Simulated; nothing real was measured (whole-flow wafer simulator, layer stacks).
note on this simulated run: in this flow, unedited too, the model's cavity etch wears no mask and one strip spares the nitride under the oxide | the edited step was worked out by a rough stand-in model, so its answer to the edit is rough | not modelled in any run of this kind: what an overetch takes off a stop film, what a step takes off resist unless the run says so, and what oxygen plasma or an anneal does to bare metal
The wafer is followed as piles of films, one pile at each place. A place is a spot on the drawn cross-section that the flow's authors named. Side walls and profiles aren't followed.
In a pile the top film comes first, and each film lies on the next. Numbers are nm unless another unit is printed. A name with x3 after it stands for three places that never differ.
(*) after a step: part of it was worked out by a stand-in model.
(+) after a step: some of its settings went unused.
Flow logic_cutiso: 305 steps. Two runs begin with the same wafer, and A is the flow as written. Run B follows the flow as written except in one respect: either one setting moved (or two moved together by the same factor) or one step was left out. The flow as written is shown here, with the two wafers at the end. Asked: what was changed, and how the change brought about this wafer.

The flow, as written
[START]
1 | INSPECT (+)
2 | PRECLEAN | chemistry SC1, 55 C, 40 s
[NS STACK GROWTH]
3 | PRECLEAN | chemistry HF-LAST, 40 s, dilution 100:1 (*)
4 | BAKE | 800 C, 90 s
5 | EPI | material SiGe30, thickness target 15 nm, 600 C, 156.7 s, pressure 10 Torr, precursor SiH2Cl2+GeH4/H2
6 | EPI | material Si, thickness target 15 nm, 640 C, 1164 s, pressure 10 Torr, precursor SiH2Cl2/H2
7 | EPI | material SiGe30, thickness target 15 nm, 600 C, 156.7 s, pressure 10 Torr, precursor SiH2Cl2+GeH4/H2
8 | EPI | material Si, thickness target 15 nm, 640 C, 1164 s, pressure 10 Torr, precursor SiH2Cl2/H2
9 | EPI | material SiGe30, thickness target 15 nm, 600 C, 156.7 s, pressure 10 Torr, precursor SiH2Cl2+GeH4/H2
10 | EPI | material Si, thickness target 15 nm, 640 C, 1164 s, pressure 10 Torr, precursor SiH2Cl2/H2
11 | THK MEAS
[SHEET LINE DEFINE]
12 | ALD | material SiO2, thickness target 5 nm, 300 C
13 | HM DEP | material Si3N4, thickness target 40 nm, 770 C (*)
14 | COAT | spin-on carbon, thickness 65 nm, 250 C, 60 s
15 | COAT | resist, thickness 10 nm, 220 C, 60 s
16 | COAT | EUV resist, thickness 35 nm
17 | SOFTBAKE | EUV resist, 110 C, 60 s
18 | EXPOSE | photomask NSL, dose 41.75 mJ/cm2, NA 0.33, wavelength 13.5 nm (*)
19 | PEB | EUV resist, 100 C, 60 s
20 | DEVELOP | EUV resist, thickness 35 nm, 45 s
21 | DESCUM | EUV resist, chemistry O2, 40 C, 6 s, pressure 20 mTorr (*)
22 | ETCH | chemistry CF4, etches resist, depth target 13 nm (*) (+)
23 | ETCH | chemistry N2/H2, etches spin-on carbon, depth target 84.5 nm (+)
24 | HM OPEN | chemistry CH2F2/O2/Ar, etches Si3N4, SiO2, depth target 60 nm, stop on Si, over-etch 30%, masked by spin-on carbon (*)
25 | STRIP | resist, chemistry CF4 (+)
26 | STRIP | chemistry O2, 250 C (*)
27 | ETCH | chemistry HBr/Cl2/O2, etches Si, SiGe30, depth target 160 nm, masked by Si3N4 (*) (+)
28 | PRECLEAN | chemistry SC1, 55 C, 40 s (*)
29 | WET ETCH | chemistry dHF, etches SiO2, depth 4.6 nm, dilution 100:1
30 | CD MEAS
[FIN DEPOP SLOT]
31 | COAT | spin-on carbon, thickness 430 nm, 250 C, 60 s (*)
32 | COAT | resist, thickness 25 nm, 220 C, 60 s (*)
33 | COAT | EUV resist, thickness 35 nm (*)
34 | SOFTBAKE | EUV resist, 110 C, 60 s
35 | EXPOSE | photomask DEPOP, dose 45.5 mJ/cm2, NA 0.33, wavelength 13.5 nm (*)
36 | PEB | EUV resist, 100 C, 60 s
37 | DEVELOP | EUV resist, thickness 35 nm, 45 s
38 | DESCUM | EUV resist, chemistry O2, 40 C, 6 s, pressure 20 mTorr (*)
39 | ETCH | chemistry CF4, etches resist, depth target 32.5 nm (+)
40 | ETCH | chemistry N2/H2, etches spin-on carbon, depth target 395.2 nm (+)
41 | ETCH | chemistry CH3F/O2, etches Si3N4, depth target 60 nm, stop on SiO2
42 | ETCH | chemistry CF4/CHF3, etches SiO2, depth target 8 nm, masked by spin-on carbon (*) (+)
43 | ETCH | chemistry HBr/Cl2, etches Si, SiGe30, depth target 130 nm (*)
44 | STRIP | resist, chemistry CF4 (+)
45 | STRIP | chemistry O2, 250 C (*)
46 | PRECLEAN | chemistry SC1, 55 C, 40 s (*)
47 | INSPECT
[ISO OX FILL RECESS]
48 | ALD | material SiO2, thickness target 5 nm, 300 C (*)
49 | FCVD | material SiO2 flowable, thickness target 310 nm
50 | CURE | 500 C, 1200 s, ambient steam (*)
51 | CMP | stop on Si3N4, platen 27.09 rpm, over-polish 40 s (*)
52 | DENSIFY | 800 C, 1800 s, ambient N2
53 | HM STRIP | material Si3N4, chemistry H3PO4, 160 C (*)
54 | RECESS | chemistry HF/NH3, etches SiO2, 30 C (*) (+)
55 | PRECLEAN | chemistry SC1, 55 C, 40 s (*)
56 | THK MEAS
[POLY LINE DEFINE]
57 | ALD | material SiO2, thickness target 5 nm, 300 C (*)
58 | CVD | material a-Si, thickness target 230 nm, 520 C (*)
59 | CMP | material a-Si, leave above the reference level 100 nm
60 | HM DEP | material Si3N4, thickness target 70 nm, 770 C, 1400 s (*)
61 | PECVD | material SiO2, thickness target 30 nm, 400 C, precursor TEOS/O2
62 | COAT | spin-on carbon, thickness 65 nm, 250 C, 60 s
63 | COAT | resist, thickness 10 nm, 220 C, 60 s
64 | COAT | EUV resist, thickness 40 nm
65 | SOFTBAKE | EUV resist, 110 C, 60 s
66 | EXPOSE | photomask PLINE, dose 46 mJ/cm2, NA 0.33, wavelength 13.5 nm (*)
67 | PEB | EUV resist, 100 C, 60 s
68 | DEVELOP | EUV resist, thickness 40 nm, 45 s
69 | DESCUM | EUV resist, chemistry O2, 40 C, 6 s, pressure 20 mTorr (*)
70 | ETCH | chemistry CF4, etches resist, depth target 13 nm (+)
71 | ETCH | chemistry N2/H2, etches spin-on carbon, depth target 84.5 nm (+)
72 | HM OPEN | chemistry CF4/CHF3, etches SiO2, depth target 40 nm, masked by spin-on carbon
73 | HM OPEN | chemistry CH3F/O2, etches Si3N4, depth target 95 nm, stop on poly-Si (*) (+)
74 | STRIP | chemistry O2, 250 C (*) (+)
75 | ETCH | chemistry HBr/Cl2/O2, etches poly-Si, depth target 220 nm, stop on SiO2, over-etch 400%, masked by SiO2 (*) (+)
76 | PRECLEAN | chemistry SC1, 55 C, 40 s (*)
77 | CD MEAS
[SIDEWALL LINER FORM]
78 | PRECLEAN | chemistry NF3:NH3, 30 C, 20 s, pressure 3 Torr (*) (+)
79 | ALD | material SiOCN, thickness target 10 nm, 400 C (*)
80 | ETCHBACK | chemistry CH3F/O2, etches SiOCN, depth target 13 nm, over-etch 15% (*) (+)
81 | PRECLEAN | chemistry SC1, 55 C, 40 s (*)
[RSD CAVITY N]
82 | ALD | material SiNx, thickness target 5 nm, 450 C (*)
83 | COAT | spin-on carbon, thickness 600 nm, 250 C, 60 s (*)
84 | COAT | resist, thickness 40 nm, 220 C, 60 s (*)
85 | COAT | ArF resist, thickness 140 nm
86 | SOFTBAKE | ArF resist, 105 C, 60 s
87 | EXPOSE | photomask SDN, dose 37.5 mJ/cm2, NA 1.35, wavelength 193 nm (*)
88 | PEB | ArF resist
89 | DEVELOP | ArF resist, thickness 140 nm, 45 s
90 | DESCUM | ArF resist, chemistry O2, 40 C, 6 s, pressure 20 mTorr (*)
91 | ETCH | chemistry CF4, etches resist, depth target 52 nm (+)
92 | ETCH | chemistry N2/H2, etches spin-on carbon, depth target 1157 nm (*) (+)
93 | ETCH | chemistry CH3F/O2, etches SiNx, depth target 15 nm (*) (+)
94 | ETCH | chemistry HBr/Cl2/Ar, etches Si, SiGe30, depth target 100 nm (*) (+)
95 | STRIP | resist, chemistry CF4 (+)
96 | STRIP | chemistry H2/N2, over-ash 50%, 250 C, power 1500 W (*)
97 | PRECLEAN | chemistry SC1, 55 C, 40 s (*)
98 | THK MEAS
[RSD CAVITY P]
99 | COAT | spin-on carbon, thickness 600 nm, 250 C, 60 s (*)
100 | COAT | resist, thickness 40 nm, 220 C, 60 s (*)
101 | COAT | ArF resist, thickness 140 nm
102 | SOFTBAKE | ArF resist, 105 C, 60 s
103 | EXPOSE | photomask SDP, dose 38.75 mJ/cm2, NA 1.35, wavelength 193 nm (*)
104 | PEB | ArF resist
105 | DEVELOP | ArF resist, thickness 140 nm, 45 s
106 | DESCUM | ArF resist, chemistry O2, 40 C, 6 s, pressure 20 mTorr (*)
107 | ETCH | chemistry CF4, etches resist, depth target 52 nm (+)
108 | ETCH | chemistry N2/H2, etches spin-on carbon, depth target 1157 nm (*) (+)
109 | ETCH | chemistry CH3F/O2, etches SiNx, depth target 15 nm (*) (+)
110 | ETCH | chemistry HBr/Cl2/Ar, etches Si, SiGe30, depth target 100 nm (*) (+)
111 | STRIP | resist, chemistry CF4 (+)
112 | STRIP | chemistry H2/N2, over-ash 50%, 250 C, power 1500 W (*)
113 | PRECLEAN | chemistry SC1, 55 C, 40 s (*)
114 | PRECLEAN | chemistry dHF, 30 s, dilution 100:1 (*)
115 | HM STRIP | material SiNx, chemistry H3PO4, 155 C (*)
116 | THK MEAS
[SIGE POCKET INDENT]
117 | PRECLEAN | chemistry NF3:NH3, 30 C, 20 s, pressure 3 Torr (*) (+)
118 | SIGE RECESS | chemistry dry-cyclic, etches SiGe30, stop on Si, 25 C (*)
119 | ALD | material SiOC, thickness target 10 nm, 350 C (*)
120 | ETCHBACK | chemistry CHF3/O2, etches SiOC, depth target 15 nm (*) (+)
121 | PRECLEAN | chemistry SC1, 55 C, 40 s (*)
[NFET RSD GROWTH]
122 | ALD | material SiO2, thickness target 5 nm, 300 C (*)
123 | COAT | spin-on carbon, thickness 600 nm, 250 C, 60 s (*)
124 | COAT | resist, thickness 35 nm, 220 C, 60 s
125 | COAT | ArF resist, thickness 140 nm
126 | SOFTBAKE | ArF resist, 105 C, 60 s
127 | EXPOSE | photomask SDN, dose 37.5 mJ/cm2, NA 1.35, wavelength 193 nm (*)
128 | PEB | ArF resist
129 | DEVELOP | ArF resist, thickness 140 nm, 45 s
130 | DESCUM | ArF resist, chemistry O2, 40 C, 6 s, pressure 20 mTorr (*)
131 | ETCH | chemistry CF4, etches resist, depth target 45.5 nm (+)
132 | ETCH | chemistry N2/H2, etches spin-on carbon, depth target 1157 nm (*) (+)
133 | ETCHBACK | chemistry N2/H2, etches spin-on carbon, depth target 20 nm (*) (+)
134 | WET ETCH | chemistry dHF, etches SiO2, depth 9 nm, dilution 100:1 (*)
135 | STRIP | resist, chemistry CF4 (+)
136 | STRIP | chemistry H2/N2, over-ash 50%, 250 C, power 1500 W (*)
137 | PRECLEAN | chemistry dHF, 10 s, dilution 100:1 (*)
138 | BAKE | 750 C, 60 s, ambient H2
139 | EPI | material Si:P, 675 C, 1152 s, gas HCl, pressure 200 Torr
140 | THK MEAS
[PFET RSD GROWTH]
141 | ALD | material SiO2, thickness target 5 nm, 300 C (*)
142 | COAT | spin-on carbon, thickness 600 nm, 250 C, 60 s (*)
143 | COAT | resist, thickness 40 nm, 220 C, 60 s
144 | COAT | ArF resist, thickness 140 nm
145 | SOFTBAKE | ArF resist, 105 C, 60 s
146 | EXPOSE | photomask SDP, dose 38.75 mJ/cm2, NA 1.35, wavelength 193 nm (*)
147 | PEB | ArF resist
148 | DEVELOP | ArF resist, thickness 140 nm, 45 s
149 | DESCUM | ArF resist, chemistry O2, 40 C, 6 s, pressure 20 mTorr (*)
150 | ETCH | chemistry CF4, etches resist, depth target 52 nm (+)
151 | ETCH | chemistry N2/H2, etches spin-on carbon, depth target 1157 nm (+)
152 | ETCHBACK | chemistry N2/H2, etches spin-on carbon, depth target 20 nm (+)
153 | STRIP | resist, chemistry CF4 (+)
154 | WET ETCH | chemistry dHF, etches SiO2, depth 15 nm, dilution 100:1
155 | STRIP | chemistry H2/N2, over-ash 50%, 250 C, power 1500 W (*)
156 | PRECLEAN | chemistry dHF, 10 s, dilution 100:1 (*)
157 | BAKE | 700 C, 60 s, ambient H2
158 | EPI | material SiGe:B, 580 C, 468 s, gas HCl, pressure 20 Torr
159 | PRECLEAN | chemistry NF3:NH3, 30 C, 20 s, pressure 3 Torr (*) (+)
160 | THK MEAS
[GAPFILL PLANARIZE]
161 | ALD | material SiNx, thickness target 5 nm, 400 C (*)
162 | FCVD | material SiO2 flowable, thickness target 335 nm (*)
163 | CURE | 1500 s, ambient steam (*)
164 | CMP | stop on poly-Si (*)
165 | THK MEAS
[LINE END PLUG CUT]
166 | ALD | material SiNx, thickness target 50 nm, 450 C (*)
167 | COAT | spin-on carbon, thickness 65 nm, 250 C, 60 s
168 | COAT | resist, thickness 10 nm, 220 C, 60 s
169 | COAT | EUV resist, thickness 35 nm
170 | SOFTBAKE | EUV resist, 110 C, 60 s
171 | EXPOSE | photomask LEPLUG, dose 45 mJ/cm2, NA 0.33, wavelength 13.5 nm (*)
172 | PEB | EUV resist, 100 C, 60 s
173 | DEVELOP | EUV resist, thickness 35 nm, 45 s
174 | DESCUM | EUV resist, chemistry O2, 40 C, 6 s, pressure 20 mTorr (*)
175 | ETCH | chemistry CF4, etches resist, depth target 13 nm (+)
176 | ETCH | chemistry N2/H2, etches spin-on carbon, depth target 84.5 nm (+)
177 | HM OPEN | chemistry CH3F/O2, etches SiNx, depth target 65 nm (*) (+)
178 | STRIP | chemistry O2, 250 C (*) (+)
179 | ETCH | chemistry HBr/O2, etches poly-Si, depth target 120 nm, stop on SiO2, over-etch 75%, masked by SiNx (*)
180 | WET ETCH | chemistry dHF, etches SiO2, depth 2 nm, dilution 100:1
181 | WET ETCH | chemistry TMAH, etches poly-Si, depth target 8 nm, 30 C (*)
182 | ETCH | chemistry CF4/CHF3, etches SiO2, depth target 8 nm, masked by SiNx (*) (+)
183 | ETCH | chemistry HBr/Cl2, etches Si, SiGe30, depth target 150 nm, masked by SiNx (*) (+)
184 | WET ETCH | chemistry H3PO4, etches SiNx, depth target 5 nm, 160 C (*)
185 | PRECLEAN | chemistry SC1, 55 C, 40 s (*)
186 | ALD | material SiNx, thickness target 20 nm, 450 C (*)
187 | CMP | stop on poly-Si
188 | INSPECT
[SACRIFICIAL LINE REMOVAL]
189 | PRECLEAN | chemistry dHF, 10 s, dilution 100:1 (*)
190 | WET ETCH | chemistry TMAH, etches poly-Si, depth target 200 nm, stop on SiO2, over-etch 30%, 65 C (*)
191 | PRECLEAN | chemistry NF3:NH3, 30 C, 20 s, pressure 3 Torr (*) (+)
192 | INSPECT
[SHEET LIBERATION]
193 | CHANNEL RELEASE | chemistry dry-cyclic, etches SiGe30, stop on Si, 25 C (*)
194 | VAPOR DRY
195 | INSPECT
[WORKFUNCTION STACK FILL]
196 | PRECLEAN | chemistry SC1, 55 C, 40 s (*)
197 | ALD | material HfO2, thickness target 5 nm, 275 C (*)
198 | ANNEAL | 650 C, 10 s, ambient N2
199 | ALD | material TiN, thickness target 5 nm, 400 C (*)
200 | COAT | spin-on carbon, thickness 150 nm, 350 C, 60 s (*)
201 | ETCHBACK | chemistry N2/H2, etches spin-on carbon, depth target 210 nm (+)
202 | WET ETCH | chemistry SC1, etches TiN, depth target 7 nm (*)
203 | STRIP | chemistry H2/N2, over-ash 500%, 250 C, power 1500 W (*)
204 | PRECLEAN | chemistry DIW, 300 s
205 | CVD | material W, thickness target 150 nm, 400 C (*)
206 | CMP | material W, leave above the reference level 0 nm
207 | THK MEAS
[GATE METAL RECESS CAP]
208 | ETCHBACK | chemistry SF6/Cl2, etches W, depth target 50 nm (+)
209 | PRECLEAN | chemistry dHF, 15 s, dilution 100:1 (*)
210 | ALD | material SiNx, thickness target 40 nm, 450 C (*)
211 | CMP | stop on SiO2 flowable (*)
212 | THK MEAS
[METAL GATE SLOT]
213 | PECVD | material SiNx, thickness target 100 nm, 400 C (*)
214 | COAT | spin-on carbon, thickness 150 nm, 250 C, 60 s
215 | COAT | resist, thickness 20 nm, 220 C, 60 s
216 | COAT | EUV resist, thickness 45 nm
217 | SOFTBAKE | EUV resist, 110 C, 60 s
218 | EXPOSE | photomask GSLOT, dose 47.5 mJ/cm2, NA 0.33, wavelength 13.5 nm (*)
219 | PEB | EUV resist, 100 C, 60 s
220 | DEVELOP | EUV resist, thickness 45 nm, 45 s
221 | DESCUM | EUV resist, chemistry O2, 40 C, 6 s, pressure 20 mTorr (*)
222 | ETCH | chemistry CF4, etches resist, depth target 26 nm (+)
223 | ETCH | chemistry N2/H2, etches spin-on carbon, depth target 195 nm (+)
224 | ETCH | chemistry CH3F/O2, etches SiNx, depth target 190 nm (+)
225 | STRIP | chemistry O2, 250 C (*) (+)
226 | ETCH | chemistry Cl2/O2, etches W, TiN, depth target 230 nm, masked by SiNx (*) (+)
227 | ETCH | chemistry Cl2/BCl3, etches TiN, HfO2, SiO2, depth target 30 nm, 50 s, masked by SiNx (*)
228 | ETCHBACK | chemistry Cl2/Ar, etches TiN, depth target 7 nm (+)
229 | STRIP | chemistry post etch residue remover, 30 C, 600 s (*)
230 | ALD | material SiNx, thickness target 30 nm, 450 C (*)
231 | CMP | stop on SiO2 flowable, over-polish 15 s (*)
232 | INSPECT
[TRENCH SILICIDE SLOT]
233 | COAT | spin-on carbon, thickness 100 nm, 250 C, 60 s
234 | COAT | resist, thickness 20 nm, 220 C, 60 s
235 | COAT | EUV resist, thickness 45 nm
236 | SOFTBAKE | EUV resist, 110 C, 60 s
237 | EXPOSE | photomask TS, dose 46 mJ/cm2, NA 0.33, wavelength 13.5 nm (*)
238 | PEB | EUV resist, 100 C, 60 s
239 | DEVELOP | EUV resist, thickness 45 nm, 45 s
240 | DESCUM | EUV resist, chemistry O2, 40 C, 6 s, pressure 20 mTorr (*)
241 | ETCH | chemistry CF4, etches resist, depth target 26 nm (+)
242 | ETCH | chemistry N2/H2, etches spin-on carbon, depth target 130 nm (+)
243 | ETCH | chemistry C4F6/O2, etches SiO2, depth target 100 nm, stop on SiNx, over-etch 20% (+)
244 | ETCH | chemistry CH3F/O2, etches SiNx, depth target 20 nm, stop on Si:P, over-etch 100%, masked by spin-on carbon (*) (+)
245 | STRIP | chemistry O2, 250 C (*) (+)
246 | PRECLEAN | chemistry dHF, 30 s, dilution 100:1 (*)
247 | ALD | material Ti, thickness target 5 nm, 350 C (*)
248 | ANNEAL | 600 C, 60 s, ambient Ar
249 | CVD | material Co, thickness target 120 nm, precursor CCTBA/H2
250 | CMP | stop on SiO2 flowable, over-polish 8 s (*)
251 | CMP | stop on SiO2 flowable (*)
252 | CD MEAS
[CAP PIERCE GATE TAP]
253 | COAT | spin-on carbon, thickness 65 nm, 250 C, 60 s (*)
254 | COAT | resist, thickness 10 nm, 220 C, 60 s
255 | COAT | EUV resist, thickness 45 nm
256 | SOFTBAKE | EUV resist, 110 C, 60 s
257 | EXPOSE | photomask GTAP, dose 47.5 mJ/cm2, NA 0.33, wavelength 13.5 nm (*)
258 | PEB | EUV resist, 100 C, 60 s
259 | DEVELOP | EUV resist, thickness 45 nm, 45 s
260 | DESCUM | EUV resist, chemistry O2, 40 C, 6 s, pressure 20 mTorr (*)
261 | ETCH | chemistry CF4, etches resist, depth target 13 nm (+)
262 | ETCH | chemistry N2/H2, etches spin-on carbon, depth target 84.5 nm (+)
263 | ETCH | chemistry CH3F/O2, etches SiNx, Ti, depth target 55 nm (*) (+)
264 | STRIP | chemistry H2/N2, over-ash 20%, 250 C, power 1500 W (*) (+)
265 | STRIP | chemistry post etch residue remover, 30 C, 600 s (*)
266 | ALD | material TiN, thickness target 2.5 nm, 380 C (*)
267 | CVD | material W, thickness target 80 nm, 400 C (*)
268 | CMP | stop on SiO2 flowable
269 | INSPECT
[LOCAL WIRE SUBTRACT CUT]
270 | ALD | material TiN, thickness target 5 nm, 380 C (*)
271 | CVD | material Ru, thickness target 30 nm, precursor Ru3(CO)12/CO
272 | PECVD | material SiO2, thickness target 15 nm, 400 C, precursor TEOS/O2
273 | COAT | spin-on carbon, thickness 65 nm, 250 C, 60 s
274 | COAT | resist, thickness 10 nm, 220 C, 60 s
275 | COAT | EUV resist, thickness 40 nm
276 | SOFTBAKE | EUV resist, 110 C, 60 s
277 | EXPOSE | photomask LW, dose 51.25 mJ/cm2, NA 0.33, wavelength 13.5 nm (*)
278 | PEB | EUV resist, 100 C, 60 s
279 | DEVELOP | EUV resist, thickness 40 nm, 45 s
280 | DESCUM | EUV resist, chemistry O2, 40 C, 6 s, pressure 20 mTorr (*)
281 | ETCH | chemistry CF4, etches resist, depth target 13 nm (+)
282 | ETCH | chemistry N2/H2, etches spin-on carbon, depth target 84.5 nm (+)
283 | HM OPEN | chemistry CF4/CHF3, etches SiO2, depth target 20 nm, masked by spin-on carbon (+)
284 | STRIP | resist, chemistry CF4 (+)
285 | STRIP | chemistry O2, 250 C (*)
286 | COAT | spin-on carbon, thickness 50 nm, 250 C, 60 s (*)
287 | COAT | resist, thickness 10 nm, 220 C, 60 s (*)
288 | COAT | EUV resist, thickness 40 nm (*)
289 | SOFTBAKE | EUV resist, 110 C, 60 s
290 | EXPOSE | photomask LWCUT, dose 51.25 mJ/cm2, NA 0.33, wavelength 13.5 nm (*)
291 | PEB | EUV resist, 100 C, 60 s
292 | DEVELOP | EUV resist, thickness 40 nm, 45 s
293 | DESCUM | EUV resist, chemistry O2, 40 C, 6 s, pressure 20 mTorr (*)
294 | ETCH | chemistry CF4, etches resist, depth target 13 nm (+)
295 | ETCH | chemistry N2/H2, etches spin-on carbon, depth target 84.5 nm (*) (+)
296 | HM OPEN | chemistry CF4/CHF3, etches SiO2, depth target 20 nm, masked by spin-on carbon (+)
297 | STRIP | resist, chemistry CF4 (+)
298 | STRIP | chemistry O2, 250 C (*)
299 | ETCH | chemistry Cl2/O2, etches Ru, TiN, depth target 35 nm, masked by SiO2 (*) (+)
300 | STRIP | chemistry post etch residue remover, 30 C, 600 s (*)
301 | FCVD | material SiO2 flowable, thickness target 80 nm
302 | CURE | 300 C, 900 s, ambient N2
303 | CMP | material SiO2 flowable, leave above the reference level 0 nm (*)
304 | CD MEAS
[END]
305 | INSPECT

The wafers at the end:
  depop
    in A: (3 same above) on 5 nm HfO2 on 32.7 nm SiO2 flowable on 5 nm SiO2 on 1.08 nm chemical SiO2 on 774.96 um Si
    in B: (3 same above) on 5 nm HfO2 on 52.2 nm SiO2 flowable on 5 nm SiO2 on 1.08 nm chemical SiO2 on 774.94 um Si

What caused this: step 43, ETCH: depth target 149.5 nm was run, though the flow has depth target 130 nm.

How this came from the change, step by step:
  43 | ETCH | chemistry HBr/Cl2, etches Si, SiGe30, depth target 130 nm (*)
      dpovl, gl, glp and 16 more: A spin-on carbon loses 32 | B spin-on carbon loses 35.9
      depop: A Si loses 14 (all of it), SiGe30 loses 15 (all of it), Si loses 15 (all of it), SiGe30 loses 15 (all of it), Si loses 15 (all of it), SiGe30 loses 15 (all of it), Si loses 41 | B Si loses 14 (all of it), SiGe30 loses 15 (all of it), Si loses 15 (all of it), SiGe30 loses 15 (all of it), Si loses 15 (all of it), SiGe30 loses 15 (all of it), Si loses 60.5
      (as well as at 2 more places)
  45 | STRIP | chemistry O2, 250 C (*)
      dpovl: A chemical SiO2 gains 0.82 (new film), spin-on carbon loses 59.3 (all of it), Si loses 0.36 | B chemical SiO2 gains 0.82 (new film), spin-on carbon loses 55.4 (all of it), Si loses 0.36
  49 | FCVD | material SiO2 flowable, thickness target 310 nm
      depop: A SiO2 flowable gains 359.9 (new film) | B SiO2 flowable gains 377.4 (new film)
